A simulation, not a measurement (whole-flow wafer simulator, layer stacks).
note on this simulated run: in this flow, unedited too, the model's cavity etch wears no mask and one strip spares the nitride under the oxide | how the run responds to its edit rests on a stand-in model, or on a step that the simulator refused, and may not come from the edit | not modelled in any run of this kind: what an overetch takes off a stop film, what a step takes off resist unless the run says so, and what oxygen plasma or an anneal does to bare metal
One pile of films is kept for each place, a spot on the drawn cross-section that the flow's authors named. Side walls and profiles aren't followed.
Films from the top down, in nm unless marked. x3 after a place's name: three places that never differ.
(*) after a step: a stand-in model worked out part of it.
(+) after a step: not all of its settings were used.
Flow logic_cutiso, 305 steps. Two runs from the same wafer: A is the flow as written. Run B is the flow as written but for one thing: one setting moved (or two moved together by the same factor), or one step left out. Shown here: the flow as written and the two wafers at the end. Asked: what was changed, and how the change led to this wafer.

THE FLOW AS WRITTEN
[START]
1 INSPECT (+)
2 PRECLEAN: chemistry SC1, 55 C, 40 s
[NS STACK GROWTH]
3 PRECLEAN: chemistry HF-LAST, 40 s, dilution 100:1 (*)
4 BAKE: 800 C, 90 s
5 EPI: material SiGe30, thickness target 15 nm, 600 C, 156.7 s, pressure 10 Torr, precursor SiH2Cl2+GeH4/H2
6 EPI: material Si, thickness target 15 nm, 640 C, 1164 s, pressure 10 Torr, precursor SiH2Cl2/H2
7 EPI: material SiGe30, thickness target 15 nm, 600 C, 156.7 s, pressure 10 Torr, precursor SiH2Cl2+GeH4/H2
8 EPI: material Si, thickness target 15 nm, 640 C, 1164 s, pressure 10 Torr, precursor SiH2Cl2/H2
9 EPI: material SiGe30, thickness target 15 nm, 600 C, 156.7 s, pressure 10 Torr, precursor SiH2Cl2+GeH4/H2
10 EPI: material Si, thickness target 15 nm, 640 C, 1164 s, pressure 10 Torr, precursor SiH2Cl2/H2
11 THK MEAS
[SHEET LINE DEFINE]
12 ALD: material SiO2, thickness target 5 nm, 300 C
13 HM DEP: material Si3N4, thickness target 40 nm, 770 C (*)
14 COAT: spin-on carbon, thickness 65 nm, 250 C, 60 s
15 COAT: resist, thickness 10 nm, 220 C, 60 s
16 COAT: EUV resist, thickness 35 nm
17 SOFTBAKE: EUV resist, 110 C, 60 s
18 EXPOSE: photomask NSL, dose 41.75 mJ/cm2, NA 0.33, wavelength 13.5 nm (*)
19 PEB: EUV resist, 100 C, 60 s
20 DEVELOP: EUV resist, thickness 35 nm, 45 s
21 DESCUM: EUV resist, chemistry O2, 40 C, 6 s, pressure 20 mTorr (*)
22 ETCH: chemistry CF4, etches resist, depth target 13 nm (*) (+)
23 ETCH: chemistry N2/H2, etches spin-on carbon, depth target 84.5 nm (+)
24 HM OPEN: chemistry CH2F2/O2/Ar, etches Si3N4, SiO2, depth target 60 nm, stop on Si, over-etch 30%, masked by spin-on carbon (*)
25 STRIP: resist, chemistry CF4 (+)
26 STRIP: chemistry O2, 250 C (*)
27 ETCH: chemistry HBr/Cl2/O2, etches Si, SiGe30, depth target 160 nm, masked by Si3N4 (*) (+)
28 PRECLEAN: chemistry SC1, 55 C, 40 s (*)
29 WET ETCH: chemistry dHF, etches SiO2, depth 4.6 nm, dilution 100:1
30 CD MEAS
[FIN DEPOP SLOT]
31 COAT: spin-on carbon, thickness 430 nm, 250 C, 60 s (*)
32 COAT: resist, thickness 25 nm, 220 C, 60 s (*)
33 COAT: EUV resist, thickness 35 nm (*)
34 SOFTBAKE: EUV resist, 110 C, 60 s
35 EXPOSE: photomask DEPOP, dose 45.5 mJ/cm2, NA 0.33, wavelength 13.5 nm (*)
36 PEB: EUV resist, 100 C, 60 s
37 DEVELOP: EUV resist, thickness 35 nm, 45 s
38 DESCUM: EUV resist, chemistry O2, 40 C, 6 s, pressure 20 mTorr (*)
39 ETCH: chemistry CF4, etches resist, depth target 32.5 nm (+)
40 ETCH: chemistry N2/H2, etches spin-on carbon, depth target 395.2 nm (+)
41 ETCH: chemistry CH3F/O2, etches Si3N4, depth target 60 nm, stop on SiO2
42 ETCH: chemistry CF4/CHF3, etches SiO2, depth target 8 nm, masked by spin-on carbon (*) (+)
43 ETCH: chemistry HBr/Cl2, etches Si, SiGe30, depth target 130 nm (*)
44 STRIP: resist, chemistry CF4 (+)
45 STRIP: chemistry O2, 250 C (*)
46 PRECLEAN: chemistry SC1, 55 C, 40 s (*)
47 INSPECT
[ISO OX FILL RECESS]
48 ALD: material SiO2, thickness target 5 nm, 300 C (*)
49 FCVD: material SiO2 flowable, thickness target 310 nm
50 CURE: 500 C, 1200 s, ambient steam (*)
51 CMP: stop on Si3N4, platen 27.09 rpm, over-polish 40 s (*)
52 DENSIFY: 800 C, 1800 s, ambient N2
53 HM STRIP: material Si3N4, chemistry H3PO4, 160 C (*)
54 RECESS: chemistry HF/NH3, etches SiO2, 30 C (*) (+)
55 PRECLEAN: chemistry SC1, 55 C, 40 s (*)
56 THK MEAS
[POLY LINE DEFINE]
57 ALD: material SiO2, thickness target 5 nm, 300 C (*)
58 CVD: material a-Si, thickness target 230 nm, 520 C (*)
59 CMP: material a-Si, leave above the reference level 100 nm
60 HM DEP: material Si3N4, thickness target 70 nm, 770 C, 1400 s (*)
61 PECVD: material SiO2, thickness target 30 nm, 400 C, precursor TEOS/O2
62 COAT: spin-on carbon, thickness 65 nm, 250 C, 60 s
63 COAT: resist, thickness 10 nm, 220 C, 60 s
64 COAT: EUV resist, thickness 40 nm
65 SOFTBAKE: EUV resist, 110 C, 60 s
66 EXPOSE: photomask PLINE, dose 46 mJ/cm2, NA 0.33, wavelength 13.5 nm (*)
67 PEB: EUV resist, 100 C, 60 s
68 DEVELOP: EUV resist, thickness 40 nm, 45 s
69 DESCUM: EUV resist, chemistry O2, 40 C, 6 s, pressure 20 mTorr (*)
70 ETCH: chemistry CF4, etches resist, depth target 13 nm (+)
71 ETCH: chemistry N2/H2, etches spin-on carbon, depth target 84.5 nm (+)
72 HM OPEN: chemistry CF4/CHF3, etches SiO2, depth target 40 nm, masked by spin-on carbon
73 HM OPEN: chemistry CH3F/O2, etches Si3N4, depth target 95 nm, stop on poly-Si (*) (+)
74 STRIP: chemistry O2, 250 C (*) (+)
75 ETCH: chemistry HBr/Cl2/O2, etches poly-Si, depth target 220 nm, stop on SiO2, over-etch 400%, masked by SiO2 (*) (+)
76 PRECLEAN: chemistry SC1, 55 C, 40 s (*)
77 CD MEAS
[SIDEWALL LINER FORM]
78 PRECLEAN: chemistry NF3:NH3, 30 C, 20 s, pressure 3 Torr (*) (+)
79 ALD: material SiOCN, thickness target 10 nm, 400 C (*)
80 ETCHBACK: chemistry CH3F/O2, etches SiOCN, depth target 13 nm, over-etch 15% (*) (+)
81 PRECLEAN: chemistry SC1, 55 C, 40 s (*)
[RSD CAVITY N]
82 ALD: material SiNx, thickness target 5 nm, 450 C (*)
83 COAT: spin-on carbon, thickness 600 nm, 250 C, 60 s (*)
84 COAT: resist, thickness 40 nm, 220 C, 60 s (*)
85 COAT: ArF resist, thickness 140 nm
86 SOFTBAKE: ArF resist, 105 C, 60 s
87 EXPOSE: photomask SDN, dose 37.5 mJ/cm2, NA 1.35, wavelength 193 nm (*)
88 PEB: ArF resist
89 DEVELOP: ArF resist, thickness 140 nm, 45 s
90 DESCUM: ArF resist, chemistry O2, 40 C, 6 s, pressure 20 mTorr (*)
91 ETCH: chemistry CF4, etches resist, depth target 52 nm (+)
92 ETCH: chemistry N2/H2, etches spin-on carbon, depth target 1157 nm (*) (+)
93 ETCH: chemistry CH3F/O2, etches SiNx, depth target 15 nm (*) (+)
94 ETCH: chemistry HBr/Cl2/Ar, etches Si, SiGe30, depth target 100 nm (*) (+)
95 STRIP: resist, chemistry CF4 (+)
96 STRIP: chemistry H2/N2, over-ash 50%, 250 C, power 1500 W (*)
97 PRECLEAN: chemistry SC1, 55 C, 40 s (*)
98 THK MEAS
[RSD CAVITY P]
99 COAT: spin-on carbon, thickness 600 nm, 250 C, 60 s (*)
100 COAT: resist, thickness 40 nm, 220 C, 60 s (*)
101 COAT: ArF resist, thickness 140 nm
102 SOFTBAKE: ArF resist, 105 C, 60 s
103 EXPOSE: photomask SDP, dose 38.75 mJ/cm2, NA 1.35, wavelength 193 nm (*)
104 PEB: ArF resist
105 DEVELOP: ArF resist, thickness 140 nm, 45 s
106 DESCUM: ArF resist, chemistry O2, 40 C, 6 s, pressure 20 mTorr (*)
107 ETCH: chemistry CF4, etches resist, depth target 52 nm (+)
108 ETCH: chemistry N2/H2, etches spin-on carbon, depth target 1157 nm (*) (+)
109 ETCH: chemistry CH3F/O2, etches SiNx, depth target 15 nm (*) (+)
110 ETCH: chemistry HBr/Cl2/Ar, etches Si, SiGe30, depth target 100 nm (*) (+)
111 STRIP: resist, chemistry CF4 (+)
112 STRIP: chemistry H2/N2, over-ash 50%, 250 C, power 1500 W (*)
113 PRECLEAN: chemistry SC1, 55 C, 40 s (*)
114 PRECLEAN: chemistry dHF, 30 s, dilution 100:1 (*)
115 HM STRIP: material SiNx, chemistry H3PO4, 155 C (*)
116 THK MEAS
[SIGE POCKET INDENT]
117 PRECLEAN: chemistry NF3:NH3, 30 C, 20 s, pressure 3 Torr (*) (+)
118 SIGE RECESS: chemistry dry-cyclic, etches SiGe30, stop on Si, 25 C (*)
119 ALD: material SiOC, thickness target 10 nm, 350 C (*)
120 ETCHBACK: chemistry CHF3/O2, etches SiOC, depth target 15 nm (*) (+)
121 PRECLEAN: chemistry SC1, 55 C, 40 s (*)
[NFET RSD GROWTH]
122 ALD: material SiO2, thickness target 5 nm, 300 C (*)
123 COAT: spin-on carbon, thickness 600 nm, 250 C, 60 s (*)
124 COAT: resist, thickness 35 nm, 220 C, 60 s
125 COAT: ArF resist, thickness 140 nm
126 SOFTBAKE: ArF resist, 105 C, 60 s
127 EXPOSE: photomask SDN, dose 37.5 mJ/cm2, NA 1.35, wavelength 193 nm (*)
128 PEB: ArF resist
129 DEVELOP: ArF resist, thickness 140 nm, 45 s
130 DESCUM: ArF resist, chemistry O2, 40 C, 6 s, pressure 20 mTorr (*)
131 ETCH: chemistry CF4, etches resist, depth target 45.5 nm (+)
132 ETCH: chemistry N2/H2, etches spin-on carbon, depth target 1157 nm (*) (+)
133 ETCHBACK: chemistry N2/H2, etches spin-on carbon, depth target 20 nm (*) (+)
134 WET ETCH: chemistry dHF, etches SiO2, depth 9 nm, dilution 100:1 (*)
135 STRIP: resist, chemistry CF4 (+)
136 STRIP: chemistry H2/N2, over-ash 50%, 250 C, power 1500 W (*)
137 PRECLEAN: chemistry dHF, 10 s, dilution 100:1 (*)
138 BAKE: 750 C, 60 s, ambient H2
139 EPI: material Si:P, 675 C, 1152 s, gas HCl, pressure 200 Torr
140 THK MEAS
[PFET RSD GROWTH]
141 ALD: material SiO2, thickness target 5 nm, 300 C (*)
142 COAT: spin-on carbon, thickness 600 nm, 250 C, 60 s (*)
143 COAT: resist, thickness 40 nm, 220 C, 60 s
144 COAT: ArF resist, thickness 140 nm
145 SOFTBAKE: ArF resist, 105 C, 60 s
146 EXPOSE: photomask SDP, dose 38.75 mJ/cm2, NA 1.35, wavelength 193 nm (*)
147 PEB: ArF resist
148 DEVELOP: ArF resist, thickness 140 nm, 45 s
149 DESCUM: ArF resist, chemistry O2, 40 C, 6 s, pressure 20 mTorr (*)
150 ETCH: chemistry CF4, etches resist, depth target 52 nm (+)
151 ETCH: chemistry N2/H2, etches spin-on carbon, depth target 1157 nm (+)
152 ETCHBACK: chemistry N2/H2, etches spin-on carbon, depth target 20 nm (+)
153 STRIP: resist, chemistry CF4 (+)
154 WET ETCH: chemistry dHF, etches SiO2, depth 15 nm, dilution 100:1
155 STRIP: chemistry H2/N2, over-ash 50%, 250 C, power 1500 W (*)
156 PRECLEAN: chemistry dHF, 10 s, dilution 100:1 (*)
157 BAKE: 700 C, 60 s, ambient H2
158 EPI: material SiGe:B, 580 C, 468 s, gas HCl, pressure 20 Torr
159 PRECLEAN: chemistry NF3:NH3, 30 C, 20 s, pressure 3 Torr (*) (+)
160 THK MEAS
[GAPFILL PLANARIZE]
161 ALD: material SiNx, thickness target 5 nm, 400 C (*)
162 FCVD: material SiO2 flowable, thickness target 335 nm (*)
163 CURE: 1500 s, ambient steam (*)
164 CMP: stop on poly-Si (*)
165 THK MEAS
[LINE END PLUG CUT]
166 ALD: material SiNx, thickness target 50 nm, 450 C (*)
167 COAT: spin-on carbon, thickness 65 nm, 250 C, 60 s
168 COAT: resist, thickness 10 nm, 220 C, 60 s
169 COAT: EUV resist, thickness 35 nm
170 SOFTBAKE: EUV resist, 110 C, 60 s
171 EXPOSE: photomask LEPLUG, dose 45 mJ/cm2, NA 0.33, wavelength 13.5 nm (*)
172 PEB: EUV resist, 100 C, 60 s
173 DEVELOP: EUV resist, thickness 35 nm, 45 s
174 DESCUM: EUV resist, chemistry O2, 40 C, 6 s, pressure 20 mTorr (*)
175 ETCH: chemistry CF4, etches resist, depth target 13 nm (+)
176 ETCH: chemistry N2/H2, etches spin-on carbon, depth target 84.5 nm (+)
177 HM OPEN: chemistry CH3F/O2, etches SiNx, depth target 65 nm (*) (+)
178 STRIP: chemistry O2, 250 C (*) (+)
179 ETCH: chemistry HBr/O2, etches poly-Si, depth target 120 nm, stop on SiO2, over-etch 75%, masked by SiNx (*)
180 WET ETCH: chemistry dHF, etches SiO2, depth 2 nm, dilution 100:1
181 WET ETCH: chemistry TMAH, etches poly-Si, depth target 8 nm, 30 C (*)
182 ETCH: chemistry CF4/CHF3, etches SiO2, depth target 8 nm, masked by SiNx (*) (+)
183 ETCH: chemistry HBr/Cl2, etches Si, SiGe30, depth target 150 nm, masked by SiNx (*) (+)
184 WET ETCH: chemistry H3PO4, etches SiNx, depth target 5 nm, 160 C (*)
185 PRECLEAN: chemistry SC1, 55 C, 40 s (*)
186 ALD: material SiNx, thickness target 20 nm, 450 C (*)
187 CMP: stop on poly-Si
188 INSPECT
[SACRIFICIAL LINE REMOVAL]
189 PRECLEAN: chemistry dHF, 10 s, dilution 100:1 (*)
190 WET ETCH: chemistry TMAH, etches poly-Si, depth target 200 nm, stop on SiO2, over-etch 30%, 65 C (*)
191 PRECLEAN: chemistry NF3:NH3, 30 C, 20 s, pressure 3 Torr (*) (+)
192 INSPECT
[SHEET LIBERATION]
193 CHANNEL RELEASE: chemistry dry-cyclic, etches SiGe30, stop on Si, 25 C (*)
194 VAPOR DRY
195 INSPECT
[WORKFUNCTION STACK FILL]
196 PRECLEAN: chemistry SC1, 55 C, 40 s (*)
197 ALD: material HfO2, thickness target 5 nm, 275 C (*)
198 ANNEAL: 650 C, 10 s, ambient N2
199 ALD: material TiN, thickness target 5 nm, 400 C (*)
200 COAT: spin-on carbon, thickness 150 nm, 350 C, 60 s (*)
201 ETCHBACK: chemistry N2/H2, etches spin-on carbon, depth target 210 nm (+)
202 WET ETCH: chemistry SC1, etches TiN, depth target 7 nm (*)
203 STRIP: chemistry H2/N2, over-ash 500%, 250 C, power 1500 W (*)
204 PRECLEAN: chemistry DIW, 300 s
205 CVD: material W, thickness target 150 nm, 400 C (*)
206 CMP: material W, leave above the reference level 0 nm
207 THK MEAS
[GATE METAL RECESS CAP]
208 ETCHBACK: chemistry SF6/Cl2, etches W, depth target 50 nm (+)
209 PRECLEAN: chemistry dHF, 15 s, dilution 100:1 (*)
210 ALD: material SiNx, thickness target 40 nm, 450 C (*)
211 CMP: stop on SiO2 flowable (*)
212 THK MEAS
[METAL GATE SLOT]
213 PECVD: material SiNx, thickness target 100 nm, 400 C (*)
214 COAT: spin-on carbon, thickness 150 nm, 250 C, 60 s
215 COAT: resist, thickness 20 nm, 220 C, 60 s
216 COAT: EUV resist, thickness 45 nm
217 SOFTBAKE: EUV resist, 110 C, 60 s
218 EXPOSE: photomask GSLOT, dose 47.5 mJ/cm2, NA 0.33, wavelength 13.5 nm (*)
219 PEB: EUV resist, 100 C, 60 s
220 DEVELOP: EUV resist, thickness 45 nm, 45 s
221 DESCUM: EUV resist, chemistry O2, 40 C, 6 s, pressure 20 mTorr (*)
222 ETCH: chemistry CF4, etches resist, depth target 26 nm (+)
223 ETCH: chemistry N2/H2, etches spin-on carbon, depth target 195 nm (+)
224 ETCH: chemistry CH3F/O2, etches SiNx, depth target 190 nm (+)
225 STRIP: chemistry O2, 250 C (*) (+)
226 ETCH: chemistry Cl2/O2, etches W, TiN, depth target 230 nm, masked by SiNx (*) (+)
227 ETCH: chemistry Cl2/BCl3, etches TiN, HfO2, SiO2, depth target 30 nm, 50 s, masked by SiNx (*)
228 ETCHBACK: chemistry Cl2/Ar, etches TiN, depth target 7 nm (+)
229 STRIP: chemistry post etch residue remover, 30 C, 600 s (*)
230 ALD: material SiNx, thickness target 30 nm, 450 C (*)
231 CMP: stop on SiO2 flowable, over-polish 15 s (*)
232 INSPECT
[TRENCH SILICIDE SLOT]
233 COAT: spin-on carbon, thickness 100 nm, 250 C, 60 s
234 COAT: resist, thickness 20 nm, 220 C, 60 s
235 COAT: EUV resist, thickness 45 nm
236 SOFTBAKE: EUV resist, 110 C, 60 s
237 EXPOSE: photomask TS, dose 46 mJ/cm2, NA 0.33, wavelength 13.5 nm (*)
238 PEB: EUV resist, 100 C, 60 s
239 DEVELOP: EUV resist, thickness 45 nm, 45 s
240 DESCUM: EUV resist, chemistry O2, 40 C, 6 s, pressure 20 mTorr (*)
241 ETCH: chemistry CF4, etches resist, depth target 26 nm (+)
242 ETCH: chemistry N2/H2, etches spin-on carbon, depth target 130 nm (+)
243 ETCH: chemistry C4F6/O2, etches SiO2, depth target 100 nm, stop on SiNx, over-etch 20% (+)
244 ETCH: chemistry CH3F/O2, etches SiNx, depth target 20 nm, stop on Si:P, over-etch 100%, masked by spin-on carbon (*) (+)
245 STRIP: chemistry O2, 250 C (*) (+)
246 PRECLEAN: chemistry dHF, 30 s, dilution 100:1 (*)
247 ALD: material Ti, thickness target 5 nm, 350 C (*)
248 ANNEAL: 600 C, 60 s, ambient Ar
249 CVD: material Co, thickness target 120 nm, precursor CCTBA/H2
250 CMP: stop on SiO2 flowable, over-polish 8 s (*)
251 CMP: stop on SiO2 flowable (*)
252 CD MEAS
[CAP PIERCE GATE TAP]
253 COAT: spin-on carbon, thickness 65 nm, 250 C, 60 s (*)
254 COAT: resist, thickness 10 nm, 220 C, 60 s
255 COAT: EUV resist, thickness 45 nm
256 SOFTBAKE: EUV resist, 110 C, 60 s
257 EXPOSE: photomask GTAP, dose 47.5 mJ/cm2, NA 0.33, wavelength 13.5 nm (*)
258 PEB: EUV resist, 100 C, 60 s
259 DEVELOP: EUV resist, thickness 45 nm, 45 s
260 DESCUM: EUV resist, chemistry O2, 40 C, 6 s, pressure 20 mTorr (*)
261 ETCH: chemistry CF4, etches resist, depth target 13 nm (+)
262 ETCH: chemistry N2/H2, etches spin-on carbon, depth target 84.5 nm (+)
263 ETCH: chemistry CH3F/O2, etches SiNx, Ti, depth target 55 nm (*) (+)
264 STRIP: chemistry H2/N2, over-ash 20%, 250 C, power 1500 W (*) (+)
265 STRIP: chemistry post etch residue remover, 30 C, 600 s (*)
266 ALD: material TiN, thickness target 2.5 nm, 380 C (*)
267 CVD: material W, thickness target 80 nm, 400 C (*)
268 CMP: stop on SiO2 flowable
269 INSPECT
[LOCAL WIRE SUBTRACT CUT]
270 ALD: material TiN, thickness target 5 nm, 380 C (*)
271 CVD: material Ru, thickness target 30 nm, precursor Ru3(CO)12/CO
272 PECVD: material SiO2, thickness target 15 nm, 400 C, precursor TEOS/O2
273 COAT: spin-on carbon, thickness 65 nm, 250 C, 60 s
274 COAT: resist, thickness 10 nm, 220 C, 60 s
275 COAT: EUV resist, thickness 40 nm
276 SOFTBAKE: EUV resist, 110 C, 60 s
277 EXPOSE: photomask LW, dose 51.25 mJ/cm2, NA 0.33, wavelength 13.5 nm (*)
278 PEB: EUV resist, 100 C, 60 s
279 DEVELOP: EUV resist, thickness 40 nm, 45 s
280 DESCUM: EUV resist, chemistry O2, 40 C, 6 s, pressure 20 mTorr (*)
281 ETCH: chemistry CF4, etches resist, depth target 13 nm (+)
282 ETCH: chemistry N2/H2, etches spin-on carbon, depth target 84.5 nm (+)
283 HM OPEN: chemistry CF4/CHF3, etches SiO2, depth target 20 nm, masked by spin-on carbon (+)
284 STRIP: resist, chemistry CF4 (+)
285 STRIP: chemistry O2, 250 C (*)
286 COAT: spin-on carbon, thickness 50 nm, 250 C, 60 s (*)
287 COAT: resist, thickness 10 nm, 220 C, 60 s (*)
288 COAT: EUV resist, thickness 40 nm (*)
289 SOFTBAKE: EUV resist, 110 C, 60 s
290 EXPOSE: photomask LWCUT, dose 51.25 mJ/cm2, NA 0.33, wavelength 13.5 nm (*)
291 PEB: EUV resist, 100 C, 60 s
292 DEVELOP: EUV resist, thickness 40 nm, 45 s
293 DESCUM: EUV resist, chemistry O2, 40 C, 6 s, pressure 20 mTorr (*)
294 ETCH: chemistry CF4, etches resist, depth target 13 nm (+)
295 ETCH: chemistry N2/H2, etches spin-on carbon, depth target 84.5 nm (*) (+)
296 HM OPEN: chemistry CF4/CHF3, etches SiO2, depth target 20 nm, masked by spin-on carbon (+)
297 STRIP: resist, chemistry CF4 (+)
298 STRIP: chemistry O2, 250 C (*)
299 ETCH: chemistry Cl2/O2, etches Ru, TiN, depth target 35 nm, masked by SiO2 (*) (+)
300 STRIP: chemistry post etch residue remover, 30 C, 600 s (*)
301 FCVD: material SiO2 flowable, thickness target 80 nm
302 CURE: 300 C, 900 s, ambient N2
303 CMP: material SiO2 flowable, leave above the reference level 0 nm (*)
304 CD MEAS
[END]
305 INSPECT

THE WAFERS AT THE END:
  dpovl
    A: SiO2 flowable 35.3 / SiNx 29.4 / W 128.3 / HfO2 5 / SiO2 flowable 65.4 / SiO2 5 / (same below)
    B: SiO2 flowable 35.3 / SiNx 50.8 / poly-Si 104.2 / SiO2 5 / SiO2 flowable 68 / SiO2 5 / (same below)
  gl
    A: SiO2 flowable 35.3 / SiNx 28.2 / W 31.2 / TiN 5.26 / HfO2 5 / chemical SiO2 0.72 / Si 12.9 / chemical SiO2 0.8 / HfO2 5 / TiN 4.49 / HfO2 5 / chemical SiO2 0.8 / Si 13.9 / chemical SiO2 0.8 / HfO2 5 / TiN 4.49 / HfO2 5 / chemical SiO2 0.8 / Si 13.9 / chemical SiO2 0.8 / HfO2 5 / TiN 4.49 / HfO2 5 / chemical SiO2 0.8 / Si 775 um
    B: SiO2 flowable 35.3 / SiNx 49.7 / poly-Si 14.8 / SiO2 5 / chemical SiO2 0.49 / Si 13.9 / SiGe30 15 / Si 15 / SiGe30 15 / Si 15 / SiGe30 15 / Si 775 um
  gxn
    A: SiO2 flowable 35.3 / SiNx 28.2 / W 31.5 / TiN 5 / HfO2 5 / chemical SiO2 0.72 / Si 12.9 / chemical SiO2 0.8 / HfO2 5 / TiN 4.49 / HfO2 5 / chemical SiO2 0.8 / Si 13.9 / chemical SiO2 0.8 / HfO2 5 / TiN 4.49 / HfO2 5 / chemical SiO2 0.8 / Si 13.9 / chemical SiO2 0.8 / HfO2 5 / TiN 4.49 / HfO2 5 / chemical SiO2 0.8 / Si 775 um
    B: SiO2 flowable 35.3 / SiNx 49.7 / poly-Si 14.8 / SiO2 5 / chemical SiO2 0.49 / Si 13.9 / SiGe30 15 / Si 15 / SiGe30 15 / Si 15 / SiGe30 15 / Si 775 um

The cause: step 190, WET ETCH: chemistry TMAH, etches poly-Si, depth target 200 nm, stop on SiO2, over-etch 30%, 65 C (*), was left out.

How the change led to this, step by step:
  191 PRECLEAN: chemistry NF3:NH3, 30 C, 20 s, pressure 3 Torr (*) (+)
      depop, dpovl, gfld, gxf, isow, nsgap: A SiO2 -5 (all of it), SiO2 flowable -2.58 | B nothing
      gl, glp, gxn, gxp, ns, tap: A SiO2 -5 (all of it), chemical SiO2 -0.49 (all of it) | B nothing
  193 CHANNEL RELEASE: chemistry dry-cyclic, etches SiGe30, stop on Si, 25 C (*)
      gl, glp, gxn, gxp, ns, tap: A chemical SiO2 +0.8 (new film), Si -0.99, chemical SiO2 +0.8 (new film), cavity +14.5 (new film), chemical SiO2 +0.8 (new film), SiGe30 -15 (all of it), Si -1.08, chemical SiO2 +0.8 (new film), cavity +14.5 (new film), chemical SiO2 +0.8 (new film), SiGe30 -15 (all of it), Si -1.08, chemical SiO2 +0.8 (new film), cavity +14.5 (new film), chemical SiO2 +0.8 (new film), SiGe30 -15 (all of it), Si -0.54 | B nothing
  196 PRECLEAN: chemistry SC1, 55 C, 40 s (*)
      gl, glp, gxn, gxp, ns, tap: A chemical SiO2 -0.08 | B chemical SiO2 +0.49 (new film), poly-Si -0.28
  197 ALD: material HfO2, thickness target 5 nm, 275 C (*)
      gl, glp, gxn, gxp, ns, tap: A HfO2 +5 (new film), HfO2 +5 (new film), cavity -10, HfO2 +5 (new film), HfO2 +5 (new film), cavity -10, HfO2 +5 (new film), HfO2 +5 (new film), cavity -10, HfO2 +5 (new film) | B HfO2 +5 (new film)
      gxf: A HfO2 +7.7 (new film) | B HfO2 +5 (new film)
  199 ALD: material TiN, thickness target 5 nm, 400 C (*)
      gl, glp, tap: A TiN +5.26 (new film), TiN +4.49 (new film), cavity -4.49 (all of it), TiN +4.49 (new film), cavity -4.49 (all of it), TiN +4.49 (new film), cavity -4.49 (all of it) | B TiN +5 (new film)
      gxn, gxp, ns: A TiN +5 (new film), TiN +4.49 (new film), cavity -4.49 (all of it), TiN +4.49 (new film), cavity -4.49 (all of it), TiN +4.49 (new film), cavity -4.49 (all of it) | B TiN +5 (new film)
      (and at 1 more place)
  200 COAT: spin-on carbon, thickness 150 nm, 350 C, 60 s (*)
      gl, glp: A spin-on carbon +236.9 (new film) | B spin-on carbon +146.2 (new film)
      gxn, gxp: A spin-on carbon +236.9 (new film) | B spin-on carbon +146.3 (new film)
      (and at 18 more places)
  201 ETCHBACK: chemistry N2/H2, etches spin-on carbon, depth target 210 nm (+)
      gfld, gxf, gxn, gxp: A spin-on carbon -210 | B spin-on carbon -146.3 (all of it)
      gl, glp, tap: A spin-on carbon -210 | B spin-on carbon -146.2 (all of it)
      (and at 15 more places)
  202 WET ETCH: chemistry SC1, etches TiN, depth target 7 nm (*)
      gfld, gl, glp, gxf, gxn, gxp, tap: A spin-on carbon -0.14 | B TiN -5 (all of it)
  203 STRIP: chemistry H2/N2, over-ash 500%, 250 C, power 1500 W (*)
      gl, glp: A spin-on carbon -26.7 (all of it) | B nothing
      gxn, gxp: A spin-on carbon -26.8 (all of it) | B nothing
      (and at 3 more places)
  205 CVD: material W, thickness target 150 nm, 400 C (*)
      depop, dpovl, isow, nsgap: A W +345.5 (new film) | B W +150 (new film)
      gl, glp, tap: A W +248.4 (new film) | B W +150 (new film)
      (and at 5 more places)
  206 CMP: material W, leave above the reference level 0 nm
      depop, dpovl, gfld and 9 more: A W -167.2 | B W -150 (all of it), HfO2 -5 (all of it), chemical SiO2 -0.49 (all of it), poly-Si -13.5
  208 ETCHBACK: chemistry SF6/Cl2, etches W, depth target 50 nm (+)
      depop, dpovl, gfld and 9 more: A W -50 | B poly-Si -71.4
  210 ALD: material SiNx, thickness target 40 nm, 450 C (*)
      gfld, gl, glp, gxf, gxn, gxp, tap: A SiNx +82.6 (new film) | B SiNx +104 (new film)
  211 CMP: stop on SiO2 flowable (*)
      depop, dpovl, isow, ns, nsgap: A SiNx -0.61 | B nothing
  224 ETCH: chemistry CH3F/O2, etches SiNx, depth target 190 nm (+)
      gfld: A SiNx -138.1 (all of it), W -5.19 | B SiNx -159.5 (all of it), poly-Si -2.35
  225 STRIP: chemistry O2, 250 C (*) (+)
      gfld: A nothing | B chemical SiO2 +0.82 (new film), poly-Si -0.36
  ... 11 more steps ...
  268 CMP: stop on SiO2 flowable
      depop, dpovl, gfld and 9 more: A W -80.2 (all of it), TiN -2.5 (all of it), SiNx -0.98 | B W -80.2 (all of it), TiN -2.5 (all of it), SiNx -1.54
      lnr, lnri, lnrp, lnrt: A W -80 (all of it), TiN -2.5 (all of it), SiOCN -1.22 | B W -80 (all of it), TiN -2.5 (all of it), SiOCN -1.78
      (and at 3 more places)
Counting metal films that touch as one body, dpovl has 0 bodies; the flow as written gives 1 body.
Counting metal films that touch as one body, gl has 0 bodies; the flow as written gives 4 bodies (between them, from the top down: HfO2 5 / chemical SiO2 0.72 / Si 12.9 / chemical SiO2 0.8 / HfO2 5; HfO2 5 / chemical SiO2 0.8 / Si 13.9 / chemical SiO2 0.8 / HfO2 5; HfO2 5 / chemical SiO2 0.8 / Si 13.9 / chemical SiO2 0.8 / HfO2 5).
Counting metal films that touch as one body, gxn has 0 bodies; the flow as written gives 4 bodies (between them, from the top down: HfO2 5 / chemical SiO2 0.72 / Si 12.9 / chemical SiO2 0.8 / HfO2 5; HfO2 5 / chemical SiO2 0.8 / Si 13.9 / chemical SiO2 0.8 / HfO2 5; HfO2 5 / chemical SiO2 0.8 / Si 13.9 / chemical SiO2 0.8 / HfO2 5).
